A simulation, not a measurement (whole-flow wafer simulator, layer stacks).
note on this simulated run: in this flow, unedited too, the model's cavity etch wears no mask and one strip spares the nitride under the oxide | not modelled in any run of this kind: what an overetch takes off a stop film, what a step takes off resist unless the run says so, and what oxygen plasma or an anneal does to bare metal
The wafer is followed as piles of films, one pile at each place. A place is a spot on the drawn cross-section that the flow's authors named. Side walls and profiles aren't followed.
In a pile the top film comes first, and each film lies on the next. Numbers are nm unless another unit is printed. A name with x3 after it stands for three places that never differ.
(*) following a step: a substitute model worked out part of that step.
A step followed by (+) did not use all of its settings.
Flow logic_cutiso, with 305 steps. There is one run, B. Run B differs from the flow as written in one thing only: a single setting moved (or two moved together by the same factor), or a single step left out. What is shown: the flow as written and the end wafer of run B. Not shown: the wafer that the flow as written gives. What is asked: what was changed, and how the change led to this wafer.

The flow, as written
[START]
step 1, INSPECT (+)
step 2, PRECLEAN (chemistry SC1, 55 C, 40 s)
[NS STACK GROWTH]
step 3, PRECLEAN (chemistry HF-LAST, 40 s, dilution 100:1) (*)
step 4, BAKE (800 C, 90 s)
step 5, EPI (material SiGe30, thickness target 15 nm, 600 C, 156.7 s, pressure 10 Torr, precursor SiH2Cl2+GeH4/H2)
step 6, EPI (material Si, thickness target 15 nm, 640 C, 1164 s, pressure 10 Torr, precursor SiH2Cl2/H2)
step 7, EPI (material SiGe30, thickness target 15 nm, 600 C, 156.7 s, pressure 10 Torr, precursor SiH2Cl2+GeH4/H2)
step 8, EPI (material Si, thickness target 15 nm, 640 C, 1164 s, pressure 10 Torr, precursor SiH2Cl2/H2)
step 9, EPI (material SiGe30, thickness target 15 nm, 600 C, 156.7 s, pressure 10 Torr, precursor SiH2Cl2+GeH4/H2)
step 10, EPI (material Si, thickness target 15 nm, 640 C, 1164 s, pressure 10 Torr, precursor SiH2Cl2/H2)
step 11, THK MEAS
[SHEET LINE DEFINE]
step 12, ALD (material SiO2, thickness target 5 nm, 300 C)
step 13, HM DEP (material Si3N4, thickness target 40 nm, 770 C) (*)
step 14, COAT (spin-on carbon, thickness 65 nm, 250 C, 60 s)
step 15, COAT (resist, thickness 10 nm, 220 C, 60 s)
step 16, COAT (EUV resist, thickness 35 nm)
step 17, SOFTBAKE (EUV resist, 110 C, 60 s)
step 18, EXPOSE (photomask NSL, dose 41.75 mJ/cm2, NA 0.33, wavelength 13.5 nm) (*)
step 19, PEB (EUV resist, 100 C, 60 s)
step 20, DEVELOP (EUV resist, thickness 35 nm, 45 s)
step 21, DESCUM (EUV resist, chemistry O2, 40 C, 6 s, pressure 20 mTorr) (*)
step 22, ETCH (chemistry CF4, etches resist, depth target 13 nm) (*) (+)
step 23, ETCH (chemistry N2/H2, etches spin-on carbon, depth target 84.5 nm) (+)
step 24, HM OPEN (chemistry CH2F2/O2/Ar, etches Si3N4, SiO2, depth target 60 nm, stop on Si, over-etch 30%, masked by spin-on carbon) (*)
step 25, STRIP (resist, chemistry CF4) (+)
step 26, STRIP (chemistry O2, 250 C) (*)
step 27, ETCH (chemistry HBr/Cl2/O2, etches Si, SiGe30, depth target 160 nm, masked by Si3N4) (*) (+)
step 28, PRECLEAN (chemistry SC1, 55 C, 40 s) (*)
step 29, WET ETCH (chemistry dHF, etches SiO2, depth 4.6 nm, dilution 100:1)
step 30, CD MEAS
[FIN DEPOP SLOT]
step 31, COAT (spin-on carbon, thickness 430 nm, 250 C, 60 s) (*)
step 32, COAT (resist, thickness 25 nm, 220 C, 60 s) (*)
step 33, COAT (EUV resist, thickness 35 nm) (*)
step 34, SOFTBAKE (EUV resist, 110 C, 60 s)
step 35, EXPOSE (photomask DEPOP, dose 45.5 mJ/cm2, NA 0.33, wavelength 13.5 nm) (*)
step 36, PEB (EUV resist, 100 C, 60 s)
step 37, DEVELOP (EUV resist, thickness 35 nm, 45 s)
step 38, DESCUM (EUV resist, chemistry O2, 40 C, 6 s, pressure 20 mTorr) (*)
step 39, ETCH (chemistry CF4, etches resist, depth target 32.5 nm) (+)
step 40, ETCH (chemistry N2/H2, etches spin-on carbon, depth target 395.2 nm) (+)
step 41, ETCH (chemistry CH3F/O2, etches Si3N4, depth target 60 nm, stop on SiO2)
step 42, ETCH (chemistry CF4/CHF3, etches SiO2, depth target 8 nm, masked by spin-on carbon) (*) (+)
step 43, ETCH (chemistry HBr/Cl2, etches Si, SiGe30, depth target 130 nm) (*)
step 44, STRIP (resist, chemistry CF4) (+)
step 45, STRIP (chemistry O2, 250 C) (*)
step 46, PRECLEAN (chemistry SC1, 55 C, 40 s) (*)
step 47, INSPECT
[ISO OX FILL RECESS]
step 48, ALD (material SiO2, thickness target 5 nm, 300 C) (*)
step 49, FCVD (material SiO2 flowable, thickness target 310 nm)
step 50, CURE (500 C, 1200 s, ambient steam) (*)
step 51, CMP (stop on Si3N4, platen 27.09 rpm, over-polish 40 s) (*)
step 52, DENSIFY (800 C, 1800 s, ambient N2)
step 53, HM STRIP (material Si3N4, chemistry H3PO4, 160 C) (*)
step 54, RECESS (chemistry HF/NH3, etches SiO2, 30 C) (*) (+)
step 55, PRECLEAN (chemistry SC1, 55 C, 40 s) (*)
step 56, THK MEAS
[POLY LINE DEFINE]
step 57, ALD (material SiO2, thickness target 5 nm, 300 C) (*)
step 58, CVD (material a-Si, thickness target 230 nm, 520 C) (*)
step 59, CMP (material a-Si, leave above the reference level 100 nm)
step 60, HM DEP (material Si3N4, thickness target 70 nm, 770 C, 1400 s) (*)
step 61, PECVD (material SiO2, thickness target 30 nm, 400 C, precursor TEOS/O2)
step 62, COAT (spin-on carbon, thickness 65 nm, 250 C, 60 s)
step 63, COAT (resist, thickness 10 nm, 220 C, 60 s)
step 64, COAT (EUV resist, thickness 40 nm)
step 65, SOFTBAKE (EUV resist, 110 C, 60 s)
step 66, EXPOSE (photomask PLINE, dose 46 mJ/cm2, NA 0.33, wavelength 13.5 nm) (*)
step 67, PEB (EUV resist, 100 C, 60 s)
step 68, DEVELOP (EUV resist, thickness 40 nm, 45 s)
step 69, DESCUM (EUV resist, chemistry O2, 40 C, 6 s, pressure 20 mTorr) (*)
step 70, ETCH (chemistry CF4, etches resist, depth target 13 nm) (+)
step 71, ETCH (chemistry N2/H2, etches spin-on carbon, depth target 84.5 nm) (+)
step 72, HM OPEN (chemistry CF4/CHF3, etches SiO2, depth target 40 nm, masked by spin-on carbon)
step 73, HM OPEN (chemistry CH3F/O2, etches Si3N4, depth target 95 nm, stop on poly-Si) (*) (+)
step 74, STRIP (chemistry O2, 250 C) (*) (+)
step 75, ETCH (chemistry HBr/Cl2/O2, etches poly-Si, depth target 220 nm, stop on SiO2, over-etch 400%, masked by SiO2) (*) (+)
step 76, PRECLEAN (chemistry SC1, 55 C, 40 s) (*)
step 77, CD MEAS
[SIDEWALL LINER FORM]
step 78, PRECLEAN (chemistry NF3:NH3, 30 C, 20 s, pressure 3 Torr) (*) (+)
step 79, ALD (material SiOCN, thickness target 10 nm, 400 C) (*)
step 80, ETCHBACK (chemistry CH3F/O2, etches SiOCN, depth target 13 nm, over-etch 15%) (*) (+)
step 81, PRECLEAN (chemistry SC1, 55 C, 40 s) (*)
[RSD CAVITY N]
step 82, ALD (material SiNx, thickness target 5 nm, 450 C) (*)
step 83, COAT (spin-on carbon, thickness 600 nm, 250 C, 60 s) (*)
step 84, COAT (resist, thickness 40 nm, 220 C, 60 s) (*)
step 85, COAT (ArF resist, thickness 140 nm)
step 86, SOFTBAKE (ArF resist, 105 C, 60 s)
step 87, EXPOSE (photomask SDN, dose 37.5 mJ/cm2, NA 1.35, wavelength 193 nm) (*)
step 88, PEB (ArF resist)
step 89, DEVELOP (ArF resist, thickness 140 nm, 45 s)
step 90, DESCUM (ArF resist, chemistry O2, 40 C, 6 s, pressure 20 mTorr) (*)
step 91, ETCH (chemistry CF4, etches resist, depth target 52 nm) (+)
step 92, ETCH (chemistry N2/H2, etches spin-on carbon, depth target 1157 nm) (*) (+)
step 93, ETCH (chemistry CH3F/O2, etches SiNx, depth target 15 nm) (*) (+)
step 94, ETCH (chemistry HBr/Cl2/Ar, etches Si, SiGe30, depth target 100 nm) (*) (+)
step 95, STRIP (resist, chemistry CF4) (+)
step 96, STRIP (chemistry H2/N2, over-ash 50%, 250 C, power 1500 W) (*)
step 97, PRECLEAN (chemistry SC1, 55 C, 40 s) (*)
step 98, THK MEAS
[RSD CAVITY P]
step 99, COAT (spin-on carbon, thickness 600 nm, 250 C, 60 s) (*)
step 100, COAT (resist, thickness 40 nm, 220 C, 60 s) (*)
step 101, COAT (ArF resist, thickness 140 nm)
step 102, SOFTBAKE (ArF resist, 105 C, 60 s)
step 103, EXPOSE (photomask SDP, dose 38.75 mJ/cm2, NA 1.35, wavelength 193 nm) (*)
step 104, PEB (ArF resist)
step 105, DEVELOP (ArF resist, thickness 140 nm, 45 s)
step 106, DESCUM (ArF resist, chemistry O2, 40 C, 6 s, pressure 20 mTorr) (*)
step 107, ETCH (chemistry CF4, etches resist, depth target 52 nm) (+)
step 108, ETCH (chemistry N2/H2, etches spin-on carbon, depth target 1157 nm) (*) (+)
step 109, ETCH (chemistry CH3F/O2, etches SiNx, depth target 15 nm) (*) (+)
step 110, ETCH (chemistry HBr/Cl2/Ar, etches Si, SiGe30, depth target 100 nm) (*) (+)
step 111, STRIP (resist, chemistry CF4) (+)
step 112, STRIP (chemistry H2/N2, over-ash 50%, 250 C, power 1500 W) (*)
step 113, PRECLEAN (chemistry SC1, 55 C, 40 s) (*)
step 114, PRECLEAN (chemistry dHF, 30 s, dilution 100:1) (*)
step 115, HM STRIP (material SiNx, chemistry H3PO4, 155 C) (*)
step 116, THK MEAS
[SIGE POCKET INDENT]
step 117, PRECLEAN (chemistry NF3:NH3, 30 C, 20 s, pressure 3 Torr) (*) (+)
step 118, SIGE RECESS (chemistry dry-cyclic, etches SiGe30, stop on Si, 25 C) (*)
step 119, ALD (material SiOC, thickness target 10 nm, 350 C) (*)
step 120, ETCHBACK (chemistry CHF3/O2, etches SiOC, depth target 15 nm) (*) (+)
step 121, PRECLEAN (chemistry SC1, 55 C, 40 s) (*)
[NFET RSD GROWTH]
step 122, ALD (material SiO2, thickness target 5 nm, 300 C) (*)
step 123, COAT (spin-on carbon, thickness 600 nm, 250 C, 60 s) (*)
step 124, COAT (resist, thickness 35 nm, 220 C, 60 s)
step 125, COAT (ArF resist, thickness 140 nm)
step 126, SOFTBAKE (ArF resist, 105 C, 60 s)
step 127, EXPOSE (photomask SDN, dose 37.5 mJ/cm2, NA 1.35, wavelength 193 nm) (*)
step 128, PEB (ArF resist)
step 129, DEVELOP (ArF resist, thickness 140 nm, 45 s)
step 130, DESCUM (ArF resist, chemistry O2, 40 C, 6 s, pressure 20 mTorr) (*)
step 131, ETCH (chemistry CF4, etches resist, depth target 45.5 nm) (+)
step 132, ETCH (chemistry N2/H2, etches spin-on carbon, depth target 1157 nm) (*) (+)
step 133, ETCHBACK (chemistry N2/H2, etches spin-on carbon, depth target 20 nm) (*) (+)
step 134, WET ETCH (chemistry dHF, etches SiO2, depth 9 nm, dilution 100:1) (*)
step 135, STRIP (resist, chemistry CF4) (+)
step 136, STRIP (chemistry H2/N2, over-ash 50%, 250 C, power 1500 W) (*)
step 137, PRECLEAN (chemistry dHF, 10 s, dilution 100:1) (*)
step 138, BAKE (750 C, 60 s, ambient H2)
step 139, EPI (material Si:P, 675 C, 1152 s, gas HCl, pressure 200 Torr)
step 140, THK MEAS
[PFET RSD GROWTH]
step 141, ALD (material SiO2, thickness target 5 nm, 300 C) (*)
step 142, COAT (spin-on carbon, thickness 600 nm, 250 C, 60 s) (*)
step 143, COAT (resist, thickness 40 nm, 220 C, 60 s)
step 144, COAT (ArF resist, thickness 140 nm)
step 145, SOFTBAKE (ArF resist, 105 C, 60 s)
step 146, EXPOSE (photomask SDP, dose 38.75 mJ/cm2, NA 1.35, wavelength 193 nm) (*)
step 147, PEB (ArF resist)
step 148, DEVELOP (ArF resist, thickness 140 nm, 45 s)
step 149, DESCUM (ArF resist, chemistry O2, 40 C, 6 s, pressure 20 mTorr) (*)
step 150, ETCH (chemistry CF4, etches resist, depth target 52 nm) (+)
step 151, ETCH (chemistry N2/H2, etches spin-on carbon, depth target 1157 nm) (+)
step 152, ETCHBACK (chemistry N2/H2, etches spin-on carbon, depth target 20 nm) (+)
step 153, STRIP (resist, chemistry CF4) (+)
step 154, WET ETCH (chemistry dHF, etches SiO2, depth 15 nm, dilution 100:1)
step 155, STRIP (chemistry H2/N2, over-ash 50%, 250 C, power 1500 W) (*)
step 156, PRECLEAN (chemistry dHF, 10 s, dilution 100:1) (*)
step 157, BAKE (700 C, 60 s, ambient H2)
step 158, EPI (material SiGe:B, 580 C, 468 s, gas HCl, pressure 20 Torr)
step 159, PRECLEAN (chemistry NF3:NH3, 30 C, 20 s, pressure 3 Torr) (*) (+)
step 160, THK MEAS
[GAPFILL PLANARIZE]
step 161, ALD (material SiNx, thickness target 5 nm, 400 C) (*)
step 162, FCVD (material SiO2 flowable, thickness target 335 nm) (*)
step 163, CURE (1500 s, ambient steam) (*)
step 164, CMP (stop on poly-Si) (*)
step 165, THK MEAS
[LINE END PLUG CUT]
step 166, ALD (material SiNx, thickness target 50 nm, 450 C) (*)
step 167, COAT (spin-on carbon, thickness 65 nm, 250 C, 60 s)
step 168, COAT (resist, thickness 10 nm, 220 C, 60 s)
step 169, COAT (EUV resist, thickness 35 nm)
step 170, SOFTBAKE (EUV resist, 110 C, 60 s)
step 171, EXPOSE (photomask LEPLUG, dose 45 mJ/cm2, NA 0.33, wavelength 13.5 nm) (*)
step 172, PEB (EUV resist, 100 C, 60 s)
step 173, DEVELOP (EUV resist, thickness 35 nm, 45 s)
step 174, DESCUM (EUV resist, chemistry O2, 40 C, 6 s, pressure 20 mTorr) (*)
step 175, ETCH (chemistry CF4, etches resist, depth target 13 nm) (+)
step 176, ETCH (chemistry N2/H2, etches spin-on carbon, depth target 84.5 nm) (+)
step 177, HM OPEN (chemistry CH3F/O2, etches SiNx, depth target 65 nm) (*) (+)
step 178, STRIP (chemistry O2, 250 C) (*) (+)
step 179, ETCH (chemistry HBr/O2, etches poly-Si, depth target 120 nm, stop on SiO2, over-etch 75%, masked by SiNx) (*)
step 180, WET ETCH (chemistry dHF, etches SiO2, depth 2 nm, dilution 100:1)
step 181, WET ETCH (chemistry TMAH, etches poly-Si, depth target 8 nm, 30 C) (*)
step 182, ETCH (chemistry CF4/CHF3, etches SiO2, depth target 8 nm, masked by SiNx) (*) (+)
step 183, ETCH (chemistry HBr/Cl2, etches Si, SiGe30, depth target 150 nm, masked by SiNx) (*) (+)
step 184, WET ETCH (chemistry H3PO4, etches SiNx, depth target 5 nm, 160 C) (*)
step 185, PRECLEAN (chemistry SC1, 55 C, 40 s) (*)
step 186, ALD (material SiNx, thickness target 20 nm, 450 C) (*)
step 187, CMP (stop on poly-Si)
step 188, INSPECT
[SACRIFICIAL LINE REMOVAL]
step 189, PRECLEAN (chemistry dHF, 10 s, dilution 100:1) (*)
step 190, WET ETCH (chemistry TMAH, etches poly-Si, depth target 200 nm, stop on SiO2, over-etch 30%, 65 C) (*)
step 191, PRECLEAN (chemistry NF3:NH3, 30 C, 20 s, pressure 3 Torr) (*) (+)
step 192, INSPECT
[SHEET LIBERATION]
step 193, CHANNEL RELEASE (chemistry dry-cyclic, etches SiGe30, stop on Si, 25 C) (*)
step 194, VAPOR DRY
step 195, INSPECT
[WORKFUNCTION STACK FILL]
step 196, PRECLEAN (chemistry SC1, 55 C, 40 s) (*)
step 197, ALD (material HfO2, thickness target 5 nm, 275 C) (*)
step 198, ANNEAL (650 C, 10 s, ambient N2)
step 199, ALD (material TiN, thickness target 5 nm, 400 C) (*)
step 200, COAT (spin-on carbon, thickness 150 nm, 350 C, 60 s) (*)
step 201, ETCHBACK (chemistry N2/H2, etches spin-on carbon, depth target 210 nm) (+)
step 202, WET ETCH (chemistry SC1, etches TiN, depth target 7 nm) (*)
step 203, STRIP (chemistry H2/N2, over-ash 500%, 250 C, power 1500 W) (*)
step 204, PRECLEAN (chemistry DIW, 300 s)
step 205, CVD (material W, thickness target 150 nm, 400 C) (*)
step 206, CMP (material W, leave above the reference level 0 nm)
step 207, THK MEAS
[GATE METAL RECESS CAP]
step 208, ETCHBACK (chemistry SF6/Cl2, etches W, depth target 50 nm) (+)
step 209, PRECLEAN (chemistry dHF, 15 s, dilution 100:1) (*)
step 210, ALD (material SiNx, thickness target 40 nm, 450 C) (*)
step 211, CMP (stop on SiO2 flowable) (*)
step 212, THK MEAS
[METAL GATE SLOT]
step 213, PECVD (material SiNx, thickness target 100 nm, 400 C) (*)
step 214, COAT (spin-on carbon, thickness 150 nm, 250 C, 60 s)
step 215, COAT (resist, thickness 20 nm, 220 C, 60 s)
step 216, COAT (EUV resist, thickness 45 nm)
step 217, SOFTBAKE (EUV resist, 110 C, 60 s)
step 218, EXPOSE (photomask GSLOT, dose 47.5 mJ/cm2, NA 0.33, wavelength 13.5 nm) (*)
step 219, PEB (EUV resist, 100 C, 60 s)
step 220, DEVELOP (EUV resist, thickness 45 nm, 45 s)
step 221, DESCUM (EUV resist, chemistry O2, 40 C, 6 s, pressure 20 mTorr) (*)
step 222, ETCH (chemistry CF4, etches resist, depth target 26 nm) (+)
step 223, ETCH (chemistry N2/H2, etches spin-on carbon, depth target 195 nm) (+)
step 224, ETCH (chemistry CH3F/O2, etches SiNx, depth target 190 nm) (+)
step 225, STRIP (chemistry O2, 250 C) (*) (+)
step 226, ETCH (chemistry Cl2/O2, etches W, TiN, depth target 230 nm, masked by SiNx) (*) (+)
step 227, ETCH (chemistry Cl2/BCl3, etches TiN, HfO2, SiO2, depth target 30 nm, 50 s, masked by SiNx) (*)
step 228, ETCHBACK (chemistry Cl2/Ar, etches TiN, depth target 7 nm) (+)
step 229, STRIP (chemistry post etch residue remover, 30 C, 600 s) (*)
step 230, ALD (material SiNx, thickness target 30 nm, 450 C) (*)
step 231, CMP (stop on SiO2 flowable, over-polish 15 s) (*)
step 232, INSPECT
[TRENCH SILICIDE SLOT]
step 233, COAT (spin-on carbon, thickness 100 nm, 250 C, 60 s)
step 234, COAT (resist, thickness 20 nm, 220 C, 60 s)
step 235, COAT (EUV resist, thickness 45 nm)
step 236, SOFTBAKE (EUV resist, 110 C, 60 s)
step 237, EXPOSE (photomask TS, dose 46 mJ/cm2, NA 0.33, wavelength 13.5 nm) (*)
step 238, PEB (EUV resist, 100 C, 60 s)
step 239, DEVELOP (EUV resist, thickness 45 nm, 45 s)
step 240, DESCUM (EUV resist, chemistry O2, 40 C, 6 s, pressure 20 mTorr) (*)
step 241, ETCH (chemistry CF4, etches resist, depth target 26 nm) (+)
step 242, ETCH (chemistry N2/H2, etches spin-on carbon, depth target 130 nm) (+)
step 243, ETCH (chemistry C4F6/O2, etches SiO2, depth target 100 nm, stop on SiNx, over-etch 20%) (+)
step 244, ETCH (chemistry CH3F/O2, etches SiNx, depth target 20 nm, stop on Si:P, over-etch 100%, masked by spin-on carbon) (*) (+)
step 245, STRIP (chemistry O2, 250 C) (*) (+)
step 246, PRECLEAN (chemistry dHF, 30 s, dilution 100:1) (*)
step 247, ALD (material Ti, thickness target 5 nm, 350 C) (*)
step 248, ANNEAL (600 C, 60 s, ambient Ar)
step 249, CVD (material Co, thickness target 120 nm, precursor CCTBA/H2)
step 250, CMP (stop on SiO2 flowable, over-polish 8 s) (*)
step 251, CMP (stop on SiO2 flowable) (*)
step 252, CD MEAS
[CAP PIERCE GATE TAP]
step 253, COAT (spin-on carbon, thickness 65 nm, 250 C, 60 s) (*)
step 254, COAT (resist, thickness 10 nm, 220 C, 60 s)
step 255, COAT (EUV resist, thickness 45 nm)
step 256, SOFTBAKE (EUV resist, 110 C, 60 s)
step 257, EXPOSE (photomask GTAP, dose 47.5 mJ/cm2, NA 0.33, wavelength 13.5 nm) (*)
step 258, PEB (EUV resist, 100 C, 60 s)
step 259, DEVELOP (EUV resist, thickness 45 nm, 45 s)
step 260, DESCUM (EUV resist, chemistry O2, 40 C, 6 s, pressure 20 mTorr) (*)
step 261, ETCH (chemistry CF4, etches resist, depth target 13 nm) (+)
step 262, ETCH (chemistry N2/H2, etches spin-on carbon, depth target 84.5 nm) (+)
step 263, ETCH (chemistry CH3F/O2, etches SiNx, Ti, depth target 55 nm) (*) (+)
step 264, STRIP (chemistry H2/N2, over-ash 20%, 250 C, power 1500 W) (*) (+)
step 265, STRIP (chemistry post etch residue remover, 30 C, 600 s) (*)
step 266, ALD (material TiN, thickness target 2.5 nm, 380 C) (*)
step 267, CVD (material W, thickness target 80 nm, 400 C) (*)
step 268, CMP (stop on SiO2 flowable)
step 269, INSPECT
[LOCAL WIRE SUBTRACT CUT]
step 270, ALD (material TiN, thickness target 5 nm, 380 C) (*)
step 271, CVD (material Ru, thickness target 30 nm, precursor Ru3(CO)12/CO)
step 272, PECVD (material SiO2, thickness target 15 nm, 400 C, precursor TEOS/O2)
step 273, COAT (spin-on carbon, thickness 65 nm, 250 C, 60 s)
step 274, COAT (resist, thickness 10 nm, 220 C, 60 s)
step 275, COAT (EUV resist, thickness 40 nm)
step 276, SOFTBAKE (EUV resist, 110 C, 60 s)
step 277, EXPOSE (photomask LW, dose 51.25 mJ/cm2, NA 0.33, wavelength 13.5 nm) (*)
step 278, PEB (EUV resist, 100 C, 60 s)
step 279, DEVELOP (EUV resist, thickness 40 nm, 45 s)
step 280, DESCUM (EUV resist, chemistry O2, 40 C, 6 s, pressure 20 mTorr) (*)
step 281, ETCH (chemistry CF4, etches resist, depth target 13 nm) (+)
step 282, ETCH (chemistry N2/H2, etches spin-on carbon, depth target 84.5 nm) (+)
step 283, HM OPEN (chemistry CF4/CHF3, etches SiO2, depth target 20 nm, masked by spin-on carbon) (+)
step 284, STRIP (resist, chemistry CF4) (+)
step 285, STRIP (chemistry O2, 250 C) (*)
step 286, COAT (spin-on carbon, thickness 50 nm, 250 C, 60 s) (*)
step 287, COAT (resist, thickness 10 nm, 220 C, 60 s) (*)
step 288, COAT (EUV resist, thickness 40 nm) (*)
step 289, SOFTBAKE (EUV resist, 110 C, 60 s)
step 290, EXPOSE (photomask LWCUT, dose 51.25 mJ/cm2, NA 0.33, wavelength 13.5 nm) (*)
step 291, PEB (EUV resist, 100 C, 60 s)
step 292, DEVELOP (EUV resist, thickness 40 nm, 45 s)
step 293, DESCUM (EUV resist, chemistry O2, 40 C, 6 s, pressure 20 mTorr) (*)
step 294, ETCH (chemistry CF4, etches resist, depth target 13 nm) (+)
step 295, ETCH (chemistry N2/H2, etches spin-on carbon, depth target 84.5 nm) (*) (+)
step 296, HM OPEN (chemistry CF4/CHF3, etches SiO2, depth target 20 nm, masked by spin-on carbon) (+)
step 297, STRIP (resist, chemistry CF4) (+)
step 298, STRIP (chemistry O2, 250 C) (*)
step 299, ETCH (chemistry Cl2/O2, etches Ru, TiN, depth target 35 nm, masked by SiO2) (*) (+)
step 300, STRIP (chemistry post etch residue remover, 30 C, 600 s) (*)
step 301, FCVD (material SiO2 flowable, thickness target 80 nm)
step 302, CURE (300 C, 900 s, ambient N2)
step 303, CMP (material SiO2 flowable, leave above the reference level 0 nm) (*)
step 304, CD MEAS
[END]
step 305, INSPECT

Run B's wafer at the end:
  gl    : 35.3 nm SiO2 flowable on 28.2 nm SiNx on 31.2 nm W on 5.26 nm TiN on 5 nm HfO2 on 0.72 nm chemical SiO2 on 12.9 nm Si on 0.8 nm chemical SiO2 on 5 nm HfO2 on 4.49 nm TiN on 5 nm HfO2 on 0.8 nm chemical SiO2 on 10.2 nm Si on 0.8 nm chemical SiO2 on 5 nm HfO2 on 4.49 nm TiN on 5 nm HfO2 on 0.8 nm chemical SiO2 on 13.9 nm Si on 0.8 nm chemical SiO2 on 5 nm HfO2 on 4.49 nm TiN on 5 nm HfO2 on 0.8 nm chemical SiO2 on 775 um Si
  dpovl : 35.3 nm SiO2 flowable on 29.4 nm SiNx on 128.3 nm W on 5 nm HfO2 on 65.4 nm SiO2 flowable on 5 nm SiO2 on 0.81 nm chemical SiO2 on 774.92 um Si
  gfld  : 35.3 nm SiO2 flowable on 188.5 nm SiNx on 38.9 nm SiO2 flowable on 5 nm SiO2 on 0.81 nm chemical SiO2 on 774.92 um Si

The reason: step 8, EPI: 873.3 s was run, though the flow has 1164 s.

How this came from the change, step by step:
  step 8, EPI (material Si, thickness target 15 nm, 640 C, 1164 s, pressure 10 Torr, precursor SiH2Cl2/H2)
      depop, dpovl, gfld and 19 more: +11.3 Si (new film) (as written it would have been: +15 Si (new film))
  step 27, ETCH (chemistry HBr/Cl2/O2, etches Si, SiGe30, depth target 160 nm, masked by Si3N4) (*) (+)
      gfld, gxf, iso, lnri: -0.79 chemical SiO2 (all of it), -11.4 Si (all of it), -15 SiGe30 (all of it), -11.3 Si (all of it), -15 SiGe30 (all of it), -15 Si (all of it), -15 SiGe30 (all of it), -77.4 Si (as written it would have been: -0.79 chemical SiO2 (all of it), -11.4 Si (all of it), -15 SiGe30 (all of it), -15 Si (all of it), -15 SiGe30 (all of it), -15 Si (all of it), -15 SiGe30 (all of it), -73.6 Si)
      dpovl, nsgap: -0.79 chemical SiO2 (all of it), -11.8 Si (all of it), -15 SiGe30 (all of it), -11.3 Si (all of it), -15 SiGe30 (all of it), -15 Si (all of it), -15 SiGe30 (all of it), -77 Si (as written it would have been: -0.79 chemical SiO2 (all of it), -11.8 Si (all of it), -15 SiGe30 (all of it), -15 Si (all of it), -15 SiGe30 (all of it), -15 Si (all of it), -15 SiGe30 (all of it), -73.2 Si)
      (as well as at 1 more place)
  step 43, ETCH (chemistry HBr/Cl2, etches Si, SiGe30, depth target 130 nm) (*)
      depop: -14 Si (all of it), -15 SiGe30 (all of it), -11.3 Si (all of it), -15 SiGe30 (all of it), -15 Si (all of it), -15 SiGe30 (all of it), -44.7 Si (as written it would have been: -14 Si (all of it), -15 SiGe30 (all of it), -15 Si (all of it), -15 SiGe30 (all of it), -15 Si (all of it), -15 SiGe30 (all of it), -41 Si)
  step 94, ETCH (chemistry HBr/Cl2/Ar, etches Si, SiGe30, depth target 100 nm) (*) (+)
      rsdn, rsdx: -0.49 chemical SiO2 (all of it), -12.8 Si (all of it), -15 SiGe30 (all of it), -11.3 Si (all of it), -15 SiGe30 (all of it), -15 Si (all of it), -15 SiGe30 (all of it), -15.9 Si (as written it would have been: -0.49 chemical SiO2 (all of it), -12.8 Si (all of it), -15 SiGe30 (all of it), -15 Si (all of it), -15 SiGe30 (all of it), -15 Si (all of it), -15 SiGe30 (all of it), -12.2 Si)
  step 110, ETCH (chemistry HBr/Cl2/Ar, etches Si, SiGe30, depth target 100 nm) (*) (+)
      rsdp, rsdw: -0.49 chemical SiO2 (all of it), -12.8 Si (all of it), -15 SiGe30 (all of it), -11.3 Si (all of it), -15 SiGe30 (all of it), -15 Si (all of it), -15 SiGe30 (all of it), -15.9 Si (as written it would have been: -0.49 chemical SiO2 (all of it), -12.8 Si (all of it), -15 SiGe30 (all of it), -15 Si (all of it), -15 SiGe30 (all of it), -15 Si (all of it), -15 SiGe30 (all of it), -12.2 Si)
  step 183, ETCH (chemistry HBr/Cl2, etches Si, SiGe30, depth target 150 nm, masked by SiNx) (*) (+)
      plug: -13.6 Si (all of it), -15 SiGe30 (all of it), -11.3 Si (all of it), -15 SiGe30 (all of it), -15 Si (all of it), -15 SiGe30 (all of it), -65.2 Si (as written it would have been: -13.6 Si (all of it), -15 SiGe30 (all of it), -15 Si (all of it), -15 SiGe30 (all of it), -15 Si (all of it), -15 SiGe30 (all of it), -61.4 Si)
